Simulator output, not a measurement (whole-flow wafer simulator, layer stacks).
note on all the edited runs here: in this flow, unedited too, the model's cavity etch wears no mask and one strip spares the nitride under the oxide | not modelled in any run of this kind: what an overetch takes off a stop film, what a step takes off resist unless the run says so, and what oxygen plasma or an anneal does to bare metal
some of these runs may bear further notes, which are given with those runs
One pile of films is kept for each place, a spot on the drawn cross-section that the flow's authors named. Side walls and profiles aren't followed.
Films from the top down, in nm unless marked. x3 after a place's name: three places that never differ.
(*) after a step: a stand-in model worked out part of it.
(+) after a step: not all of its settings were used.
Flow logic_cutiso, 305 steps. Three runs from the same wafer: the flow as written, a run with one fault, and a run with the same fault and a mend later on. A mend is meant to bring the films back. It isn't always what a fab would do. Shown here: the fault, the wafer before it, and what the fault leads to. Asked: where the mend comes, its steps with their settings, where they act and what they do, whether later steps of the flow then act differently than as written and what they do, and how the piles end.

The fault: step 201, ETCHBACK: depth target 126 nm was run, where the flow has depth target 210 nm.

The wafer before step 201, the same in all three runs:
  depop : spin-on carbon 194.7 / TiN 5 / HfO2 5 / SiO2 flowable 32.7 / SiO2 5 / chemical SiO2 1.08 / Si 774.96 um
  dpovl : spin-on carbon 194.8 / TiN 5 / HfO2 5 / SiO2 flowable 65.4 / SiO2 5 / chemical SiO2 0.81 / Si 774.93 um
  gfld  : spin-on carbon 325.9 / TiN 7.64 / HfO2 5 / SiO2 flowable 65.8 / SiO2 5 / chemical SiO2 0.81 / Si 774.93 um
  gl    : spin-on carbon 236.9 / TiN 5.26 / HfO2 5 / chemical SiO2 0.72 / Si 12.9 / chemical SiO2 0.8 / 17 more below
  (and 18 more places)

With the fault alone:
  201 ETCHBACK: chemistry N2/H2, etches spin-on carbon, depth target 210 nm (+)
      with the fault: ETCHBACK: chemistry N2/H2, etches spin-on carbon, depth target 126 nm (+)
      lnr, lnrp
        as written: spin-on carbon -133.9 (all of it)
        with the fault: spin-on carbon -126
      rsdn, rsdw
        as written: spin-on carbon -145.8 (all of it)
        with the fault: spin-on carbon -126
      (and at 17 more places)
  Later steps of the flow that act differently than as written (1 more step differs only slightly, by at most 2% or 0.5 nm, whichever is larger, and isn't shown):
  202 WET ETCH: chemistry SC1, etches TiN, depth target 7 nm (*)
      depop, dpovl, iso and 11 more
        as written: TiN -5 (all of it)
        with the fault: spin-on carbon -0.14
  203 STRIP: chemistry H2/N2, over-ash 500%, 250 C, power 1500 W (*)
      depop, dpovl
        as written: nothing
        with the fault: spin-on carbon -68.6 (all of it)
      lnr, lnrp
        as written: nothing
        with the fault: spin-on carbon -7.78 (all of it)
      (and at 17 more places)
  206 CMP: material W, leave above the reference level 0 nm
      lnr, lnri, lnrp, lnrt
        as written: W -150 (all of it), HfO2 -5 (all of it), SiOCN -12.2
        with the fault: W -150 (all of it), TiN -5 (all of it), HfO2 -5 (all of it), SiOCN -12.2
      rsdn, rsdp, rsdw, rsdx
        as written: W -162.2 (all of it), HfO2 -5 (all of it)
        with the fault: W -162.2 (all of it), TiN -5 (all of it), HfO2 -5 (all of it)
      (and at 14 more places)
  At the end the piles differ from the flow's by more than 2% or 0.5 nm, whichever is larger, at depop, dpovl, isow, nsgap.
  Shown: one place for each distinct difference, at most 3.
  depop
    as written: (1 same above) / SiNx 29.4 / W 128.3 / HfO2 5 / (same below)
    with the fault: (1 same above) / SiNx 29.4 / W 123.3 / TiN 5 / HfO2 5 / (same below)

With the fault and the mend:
  The mend comes after step 201.
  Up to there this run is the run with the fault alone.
  201a ETCHBACK: chemistry N2/H2, etches spin-on carbon, depth target 84 nm (+) (the flow's step 201 once more, with other settings)
      gfld, gl, glp, gxf, gxn, gxp, tap
        spin-on carbon -84
      lnr, lnrp
        spin-on carbon -7.92 (all of it)
      rsdn, rsdw
        spin-on carbon -19.8 (all of it)
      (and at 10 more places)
  No later step of the flow acts differently than as written at any place that is followed.
  At the end the piles are the same as the flow's at every place that both follow.
